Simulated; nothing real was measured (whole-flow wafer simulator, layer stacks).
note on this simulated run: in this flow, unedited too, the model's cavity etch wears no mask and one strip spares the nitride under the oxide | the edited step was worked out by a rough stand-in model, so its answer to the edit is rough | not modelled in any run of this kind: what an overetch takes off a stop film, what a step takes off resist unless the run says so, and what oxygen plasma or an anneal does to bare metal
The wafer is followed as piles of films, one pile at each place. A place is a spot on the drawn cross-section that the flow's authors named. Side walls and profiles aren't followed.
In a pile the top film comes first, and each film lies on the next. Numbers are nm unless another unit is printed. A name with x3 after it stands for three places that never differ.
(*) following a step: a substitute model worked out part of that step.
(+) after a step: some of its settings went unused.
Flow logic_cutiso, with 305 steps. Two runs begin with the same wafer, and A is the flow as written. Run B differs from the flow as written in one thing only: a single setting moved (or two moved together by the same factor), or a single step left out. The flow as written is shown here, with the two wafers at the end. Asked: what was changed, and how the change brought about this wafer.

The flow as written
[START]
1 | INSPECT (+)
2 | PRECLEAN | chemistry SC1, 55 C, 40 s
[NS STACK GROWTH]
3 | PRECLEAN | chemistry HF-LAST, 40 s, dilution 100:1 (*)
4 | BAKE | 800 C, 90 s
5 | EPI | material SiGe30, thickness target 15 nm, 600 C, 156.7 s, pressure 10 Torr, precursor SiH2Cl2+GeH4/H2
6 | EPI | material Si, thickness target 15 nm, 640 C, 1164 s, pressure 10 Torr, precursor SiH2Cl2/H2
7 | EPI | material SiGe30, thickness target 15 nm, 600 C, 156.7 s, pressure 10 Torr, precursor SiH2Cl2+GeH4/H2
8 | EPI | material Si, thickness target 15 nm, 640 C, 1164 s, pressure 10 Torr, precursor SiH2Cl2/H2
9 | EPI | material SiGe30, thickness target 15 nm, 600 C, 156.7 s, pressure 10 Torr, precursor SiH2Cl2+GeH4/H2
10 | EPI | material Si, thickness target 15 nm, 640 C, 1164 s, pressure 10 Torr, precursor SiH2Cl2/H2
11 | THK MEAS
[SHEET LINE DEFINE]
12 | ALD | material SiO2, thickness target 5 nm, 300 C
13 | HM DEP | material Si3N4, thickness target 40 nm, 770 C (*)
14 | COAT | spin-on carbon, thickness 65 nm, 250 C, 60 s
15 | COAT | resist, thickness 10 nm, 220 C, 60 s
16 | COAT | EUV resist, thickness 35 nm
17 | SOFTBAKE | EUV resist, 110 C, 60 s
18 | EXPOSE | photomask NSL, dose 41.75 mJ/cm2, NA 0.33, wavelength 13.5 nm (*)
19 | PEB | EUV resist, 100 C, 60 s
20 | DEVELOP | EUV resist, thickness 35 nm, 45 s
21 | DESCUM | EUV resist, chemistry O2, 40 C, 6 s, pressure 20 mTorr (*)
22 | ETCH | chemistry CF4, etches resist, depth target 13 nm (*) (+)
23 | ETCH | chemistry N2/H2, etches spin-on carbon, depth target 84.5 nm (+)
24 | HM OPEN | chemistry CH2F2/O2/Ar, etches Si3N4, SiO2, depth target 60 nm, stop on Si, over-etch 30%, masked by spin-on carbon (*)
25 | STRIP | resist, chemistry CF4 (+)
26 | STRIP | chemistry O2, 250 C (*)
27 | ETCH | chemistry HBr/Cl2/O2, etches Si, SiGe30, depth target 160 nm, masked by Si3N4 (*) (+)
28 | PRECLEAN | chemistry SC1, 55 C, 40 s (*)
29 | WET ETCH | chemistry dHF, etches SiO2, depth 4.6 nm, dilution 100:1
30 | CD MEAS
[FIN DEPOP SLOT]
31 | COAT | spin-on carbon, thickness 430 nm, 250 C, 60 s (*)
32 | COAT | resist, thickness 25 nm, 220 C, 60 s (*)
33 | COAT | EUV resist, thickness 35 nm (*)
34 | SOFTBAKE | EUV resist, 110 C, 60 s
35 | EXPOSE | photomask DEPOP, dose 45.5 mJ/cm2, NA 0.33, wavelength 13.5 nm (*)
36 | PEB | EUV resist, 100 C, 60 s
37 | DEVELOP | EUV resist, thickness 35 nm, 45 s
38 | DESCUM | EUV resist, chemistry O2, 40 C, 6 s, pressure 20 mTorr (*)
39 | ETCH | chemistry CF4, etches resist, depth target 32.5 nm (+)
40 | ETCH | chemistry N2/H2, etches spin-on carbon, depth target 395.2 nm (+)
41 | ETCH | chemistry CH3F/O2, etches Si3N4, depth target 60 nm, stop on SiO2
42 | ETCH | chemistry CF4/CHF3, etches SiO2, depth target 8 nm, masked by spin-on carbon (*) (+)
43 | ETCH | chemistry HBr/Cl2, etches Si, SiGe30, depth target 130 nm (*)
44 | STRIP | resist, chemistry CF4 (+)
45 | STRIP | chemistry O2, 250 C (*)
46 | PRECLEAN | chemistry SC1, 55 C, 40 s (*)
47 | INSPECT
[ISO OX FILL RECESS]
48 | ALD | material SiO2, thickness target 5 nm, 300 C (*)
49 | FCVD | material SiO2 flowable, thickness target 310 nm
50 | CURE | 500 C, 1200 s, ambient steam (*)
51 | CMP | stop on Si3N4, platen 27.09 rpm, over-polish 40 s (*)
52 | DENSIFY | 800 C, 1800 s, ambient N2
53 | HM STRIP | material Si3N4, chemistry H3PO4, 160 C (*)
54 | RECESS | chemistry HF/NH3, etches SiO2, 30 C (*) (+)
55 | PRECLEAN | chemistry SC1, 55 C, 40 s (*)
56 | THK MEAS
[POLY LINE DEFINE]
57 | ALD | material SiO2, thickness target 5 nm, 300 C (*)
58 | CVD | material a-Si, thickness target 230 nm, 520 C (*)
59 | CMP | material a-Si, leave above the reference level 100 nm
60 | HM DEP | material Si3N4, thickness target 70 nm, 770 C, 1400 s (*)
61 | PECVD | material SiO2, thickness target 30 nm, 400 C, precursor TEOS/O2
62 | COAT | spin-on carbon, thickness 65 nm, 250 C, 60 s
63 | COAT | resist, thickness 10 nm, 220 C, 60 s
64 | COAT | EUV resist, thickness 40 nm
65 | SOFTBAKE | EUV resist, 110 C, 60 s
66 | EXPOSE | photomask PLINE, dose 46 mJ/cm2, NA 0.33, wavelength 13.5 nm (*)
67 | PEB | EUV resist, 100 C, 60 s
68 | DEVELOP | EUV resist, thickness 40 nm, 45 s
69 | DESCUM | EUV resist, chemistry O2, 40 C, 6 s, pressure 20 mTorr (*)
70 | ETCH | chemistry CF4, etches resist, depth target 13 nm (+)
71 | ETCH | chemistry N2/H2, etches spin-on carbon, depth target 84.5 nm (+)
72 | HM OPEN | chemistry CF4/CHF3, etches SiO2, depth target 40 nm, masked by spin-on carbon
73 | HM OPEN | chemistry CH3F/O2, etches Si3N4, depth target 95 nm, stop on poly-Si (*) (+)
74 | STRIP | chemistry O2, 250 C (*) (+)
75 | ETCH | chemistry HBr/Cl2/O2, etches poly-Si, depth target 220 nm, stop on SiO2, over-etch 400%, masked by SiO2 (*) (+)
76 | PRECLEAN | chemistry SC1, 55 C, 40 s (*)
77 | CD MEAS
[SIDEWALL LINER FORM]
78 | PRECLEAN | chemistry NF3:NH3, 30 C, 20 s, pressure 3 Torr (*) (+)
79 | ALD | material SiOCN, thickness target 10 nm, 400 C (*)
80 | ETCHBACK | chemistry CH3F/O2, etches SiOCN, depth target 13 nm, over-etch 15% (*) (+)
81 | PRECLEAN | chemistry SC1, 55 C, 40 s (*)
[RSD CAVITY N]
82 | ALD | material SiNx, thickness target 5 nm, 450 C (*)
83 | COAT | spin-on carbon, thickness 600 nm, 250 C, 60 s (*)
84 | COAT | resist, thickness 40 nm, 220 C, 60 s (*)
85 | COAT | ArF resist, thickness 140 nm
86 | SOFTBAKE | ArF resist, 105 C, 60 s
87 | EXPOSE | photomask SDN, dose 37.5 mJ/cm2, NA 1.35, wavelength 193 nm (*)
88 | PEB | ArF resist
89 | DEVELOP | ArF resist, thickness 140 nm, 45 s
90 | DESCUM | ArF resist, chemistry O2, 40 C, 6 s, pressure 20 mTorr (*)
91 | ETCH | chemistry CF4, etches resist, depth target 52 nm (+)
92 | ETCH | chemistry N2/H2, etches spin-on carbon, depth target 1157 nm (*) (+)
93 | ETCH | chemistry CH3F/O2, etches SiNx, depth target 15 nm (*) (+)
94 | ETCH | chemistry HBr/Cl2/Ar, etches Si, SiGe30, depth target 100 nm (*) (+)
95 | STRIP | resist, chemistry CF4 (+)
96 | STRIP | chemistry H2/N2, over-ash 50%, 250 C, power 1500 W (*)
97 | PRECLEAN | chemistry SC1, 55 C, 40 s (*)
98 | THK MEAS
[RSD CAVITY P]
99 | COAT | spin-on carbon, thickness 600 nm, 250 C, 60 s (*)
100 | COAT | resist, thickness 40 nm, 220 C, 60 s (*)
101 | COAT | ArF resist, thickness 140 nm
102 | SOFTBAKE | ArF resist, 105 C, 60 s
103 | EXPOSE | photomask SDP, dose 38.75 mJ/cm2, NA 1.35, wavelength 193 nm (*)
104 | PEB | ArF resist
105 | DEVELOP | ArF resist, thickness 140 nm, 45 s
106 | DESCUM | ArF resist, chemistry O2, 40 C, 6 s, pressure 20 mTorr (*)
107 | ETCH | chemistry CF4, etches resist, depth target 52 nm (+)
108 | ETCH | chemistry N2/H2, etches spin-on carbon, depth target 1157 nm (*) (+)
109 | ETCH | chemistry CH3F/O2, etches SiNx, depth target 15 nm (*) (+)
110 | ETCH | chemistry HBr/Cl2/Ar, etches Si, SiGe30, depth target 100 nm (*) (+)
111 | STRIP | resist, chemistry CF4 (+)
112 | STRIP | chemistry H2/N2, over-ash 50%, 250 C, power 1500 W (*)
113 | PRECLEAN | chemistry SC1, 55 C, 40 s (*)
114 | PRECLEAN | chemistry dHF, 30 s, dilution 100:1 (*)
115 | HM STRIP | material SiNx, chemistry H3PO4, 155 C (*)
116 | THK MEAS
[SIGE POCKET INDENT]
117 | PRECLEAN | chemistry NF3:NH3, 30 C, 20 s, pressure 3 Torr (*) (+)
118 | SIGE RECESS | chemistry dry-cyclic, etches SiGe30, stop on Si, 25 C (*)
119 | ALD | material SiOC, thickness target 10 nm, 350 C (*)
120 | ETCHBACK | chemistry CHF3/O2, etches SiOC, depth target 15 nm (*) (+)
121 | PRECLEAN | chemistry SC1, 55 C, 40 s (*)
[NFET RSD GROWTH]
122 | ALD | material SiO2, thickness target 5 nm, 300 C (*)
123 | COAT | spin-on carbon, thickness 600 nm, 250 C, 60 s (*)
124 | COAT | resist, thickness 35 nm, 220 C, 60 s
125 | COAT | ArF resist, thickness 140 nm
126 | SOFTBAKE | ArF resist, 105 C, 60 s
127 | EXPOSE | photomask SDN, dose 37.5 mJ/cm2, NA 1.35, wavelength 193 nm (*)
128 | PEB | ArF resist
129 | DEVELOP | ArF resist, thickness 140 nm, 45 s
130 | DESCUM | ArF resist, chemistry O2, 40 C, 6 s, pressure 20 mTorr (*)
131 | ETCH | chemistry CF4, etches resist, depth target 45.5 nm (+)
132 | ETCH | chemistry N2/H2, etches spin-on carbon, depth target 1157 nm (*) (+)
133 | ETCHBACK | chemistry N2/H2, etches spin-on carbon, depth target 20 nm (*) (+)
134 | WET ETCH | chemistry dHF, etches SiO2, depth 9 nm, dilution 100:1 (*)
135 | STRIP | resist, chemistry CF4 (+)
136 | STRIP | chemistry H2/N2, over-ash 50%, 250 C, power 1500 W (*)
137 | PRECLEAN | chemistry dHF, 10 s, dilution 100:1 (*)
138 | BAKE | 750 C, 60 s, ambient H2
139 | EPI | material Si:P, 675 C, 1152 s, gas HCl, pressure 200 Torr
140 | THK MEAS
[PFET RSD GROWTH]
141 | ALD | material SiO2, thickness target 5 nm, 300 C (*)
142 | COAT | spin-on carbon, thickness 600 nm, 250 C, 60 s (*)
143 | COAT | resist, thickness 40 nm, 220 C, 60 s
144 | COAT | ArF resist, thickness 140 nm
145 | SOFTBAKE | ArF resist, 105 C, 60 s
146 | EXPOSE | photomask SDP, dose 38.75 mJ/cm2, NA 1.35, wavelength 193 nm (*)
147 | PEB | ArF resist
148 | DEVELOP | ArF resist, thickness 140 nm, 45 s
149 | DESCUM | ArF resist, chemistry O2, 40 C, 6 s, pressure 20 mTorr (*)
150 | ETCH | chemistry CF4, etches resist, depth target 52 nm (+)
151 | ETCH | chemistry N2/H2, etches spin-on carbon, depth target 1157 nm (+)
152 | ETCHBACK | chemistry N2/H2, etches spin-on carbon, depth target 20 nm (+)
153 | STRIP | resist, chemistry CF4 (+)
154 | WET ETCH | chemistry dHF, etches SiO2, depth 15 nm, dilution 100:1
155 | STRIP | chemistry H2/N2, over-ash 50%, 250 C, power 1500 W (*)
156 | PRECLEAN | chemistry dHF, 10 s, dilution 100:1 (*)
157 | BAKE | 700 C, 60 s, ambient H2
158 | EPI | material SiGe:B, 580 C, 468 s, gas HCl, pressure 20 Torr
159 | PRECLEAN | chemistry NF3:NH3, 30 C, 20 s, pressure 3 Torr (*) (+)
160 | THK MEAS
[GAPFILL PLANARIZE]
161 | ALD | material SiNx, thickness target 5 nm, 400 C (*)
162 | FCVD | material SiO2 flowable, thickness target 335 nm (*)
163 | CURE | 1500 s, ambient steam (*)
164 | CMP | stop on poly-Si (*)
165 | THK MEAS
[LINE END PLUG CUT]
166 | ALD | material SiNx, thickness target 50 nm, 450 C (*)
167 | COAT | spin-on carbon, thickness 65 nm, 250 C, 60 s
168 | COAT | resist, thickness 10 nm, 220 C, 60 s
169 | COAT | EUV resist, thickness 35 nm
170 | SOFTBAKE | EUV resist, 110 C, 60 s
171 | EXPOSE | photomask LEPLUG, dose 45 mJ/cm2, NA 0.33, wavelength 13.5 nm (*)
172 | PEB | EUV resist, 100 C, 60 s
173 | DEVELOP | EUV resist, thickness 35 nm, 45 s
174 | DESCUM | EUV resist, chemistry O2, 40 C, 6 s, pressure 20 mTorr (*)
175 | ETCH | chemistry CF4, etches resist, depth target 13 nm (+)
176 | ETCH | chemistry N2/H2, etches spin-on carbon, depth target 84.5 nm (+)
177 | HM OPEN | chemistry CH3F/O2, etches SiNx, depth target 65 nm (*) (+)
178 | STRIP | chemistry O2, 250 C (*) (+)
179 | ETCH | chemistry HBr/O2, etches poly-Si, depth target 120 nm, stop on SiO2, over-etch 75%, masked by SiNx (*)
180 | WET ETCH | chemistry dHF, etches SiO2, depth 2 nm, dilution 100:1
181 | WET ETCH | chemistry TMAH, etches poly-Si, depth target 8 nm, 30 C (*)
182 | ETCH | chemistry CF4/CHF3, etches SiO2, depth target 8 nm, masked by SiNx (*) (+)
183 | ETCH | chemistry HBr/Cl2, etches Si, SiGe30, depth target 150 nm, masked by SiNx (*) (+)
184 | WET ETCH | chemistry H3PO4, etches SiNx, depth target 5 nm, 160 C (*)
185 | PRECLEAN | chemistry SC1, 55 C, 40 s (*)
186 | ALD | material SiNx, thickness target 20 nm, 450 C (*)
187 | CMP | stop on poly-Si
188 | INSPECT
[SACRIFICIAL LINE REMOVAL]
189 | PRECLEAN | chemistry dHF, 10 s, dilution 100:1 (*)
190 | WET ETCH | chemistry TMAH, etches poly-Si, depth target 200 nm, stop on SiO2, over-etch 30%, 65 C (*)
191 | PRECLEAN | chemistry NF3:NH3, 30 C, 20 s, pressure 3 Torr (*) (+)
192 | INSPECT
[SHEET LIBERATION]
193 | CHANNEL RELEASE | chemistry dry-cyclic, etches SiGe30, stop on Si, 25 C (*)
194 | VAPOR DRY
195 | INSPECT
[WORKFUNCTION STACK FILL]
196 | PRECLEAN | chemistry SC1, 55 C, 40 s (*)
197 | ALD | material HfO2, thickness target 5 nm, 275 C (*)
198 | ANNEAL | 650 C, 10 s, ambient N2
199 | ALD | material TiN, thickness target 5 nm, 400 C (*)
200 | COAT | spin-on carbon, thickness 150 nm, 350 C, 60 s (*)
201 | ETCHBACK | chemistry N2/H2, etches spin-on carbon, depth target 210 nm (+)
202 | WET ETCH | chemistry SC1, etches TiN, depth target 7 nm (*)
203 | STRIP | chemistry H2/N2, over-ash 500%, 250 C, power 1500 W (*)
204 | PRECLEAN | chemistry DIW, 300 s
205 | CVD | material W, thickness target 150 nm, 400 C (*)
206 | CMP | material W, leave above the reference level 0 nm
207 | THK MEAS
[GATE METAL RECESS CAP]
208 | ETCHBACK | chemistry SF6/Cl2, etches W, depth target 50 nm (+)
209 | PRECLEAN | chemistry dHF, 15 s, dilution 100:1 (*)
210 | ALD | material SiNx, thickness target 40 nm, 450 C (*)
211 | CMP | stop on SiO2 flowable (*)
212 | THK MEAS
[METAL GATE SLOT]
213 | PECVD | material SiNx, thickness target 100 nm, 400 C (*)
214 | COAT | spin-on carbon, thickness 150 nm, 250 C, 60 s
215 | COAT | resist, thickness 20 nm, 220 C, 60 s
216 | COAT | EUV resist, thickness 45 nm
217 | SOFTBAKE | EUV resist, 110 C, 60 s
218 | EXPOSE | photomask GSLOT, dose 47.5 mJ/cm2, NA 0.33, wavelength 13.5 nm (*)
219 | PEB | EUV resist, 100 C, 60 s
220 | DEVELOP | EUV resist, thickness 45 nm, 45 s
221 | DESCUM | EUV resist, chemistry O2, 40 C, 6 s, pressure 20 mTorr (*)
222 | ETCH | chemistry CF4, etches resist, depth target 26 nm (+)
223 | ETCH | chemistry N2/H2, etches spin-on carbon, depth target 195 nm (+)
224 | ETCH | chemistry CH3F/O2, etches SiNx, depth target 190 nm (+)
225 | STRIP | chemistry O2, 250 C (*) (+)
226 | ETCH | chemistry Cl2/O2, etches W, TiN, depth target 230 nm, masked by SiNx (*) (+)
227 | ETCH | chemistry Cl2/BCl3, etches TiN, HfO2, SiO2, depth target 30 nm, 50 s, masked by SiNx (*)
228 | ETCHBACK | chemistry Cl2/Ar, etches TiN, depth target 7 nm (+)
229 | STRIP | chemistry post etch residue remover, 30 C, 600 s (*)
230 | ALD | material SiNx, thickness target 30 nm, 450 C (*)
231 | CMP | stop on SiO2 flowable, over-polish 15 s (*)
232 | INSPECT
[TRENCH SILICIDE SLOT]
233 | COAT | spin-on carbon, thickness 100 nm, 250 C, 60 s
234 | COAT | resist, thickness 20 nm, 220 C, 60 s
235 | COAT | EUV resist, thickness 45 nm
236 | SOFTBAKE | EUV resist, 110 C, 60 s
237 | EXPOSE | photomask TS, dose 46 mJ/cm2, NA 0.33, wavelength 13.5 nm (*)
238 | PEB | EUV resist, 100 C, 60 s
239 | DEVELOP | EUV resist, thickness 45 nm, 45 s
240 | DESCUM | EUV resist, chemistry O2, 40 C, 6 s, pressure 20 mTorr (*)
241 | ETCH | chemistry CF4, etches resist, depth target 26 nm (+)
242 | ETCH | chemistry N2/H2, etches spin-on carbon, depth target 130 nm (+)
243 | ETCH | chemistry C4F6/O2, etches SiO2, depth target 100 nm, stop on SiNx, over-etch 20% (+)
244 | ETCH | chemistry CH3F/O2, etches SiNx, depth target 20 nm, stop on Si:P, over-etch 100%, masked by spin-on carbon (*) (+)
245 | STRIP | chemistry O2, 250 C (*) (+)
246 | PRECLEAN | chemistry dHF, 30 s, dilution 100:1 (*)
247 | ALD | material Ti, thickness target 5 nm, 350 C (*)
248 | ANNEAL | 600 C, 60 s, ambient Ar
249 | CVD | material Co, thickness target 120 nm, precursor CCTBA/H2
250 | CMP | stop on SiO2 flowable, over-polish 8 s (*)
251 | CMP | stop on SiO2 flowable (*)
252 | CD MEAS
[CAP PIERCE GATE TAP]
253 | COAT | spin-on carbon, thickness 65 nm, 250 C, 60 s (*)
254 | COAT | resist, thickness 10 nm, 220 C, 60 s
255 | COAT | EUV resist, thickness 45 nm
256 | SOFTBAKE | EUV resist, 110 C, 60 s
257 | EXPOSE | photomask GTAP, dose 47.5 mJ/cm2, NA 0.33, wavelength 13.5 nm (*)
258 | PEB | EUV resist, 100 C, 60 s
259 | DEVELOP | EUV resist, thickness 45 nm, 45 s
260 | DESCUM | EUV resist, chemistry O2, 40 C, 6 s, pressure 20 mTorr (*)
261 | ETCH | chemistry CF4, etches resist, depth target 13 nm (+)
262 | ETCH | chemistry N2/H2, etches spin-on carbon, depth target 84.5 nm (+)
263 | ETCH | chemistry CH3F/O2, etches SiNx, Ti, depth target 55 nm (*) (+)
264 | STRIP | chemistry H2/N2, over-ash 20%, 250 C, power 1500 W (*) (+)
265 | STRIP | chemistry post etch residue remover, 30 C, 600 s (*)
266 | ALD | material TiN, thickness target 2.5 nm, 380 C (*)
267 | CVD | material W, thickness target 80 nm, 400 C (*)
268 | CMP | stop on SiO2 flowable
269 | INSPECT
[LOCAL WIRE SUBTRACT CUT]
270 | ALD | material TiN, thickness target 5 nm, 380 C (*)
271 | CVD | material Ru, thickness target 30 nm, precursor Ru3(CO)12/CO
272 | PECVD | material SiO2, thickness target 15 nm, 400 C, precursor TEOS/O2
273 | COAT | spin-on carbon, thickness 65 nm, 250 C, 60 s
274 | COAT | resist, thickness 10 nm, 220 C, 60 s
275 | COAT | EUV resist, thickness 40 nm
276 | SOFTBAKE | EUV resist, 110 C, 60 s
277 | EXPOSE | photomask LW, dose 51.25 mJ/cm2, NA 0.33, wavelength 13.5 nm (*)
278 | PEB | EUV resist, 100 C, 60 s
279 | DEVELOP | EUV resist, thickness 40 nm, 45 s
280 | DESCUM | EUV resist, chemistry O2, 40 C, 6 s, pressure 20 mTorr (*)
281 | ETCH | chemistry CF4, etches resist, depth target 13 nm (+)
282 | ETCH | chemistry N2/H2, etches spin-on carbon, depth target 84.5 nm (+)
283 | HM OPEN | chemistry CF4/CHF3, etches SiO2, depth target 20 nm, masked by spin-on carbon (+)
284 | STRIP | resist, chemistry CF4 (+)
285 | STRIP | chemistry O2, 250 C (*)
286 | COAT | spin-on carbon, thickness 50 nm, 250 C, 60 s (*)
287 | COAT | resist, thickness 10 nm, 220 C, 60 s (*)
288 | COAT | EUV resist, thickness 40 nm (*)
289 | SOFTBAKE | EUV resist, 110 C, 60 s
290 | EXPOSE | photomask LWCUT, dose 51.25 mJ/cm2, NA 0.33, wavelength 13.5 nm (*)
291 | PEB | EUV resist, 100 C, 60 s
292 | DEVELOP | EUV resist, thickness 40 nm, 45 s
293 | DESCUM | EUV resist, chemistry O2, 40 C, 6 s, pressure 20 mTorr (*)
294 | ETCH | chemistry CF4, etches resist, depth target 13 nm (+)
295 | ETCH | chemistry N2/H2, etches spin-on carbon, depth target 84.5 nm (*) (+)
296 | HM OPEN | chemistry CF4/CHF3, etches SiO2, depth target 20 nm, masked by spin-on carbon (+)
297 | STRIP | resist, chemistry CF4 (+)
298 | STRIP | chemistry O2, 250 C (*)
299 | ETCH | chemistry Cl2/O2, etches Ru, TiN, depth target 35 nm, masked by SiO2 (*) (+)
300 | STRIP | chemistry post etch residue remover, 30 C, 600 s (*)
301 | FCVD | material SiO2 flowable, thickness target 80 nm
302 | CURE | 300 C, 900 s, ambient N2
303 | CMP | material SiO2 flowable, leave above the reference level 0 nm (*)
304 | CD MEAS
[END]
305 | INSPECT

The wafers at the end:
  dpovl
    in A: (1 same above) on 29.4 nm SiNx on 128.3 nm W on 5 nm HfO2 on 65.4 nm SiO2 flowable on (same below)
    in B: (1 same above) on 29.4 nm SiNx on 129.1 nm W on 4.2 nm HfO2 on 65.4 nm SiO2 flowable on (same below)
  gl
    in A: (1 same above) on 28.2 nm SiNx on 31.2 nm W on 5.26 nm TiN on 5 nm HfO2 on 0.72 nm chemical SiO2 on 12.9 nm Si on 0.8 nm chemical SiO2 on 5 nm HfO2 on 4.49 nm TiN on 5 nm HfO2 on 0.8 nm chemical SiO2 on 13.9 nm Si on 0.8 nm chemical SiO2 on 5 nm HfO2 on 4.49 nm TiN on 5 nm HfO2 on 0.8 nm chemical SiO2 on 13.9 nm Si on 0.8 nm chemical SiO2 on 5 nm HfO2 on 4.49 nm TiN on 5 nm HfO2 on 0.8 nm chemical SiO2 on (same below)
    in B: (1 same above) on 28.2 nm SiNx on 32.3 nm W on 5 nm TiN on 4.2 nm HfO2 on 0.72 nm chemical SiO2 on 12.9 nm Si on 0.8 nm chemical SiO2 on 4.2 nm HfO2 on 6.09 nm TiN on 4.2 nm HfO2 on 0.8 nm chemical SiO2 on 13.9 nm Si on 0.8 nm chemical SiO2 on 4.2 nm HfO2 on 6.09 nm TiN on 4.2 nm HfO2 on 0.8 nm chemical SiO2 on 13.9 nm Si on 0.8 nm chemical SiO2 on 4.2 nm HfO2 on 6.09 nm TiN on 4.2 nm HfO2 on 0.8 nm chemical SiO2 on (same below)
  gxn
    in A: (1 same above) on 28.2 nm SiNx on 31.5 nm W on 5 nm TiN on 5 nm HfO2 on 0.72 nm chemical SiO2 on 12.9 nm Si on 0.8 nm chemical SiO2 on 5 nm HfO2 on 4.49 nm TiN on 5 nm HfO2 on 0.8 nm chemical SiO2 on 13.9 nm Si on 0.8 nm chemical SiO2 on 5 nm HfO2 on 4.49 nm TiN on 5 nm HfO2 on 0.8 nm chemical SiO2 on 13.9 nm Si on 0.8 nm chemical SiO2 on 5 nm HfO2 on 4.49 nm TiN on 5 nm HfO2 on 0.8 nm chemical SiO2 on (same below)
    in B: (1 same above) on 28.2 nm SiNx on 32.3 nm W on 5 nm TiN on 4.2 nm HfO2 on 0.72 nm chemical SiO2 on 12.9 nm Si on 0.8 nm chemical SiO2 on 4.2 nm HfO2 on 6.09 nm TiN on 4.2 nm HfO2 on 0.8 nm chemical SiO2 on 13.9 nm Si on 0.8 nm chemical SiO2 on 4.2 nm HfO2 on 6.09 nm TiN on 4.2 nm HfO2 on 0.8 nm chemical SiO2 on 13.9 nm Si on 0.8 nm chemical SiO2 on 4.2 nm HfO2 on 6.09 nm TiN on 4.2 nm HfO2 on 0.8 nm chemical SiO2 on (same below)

The reason: step 197, ALD: thickness target 4.2 nm was run, whereas the flow has thickness target 5 nm.
The wafer itself shows it: dpovl has HfO2 4.2, and step 197 as written asks for 5 nm.

Step by step, how the change led to this:
  197 | ALD | material HfO2, thickness target 5 nm, 275 C (*)
      depop, dpovl, gfld and 12 more: A +5 HfO2 (new film) | B +4.2 HfO2 (new film)
      gl, glp, gxn, gxp, ns, tap: A +5 HfO2 (new film), +5 HfO2 (new film), -10 cavity, +5 HfO2 (new film), +5 HfO2 (new film), -10 cavity, +5 HfO2 (new film), +5 HfO2 (new film), -10 cavity, +5 HfO2 (new film) | B +4.2 HfO2 (new film), +4.2 HfO2 (new film), -8.4 cavity, +4.2 HfO2 (new film), +4.2 HfO2 (new film), -8.4 cavity, +4.2 HfO2 (new film), +4.2 HfO2 (new film), -8.4 cavity, +4.2 HfO2 (new film)
      (as well as at 1 more place)
  199 | ALD | material TiN, thickness target 5 nm, 400 C (*)
      gl, glp, tap: A +5.26 TiN (new film), +4.49 TiN (new film), -4.49 cavity (all of it), +4.49 TiN (new film), -4.49 cavity (all of it), +4.49 TiN (new film), -4.49 cavity (all of it) | B +5 TiN (new film), +6.09 TiN (new film), -6.09 cavity (all of it), +6.09 TiN (new film), -6.09 cavity (all of it), +6.09 TiN (new film), -6.09 cavity (all of it)
      gxn, gxp, ns: A +5 TiN (new film), +4.49 TiN (new film), -4.49 cavity (all of it), +4.49 TiN (new film), -4.49 cavity (all of it), +4.49 TiN (new film), -4.49 cavity (all of it) | B +5 TiN (new film), +6.09 TiN (new film), -6.09 cavity (all of it), +6.09 TiN (new film), -6.09 cavity (all of it), +6.09 TiN (new film), -6.09 cavity (all of it)
      (as well as at 2 more places)
  203 | STRIP | chemistry H2/N2, over-ash 500%, 250 C, power 1500 W (*)
      gl, glp: A -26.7 spin-on carbon (all of it) | B -24.6 spin-on carbon (all of it)
      gxn, gxp: A -26.8 spin-on carbon (all of it) | B -24.3 spin-on carbon (all of it)
      (as well as at 3 more places)
  206 | CMP | material W, leave above the reference level 0 nm
      lnr, lnri, lnrp, lnrt: A -150 W (all of it), -5 HfO2 (all of it), -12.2 SiOCN | B -150 W (all of it), -4.2 HfO2 (all of it), -12.2 SiOCN
      rsdn, rsdp, rsdw, rsdx: A -162.2 W (all of it), -5 HfO2 (all of it) | B -162.2 W (all of it), -4.2 HfO2 (all of it)
      (as well as at 2 more places)
  226 | ETCH | chemistry Cl2/O2, etches W, TiN, depth target 230 nm, masked by SiNx (*) (+)
      gfld: A -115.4 W (all of it), -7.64 TiN (all of it), -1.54 HfO2 | B -115.4 W (all of it), -8.44 TiN (all of it), -1.55 HfO2
  227 | ETCH | chemistry Cl2/BCl3, etches TiN, HfO2, SiO2, depth target 30 nm, 50 s, masked by SiNx (*)
      gfld: A -3.46 HfO2 (all of it), -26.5 SiO2 flowable | B -2.65 HfO2 (all of it), -27.3 SiO2 flowable
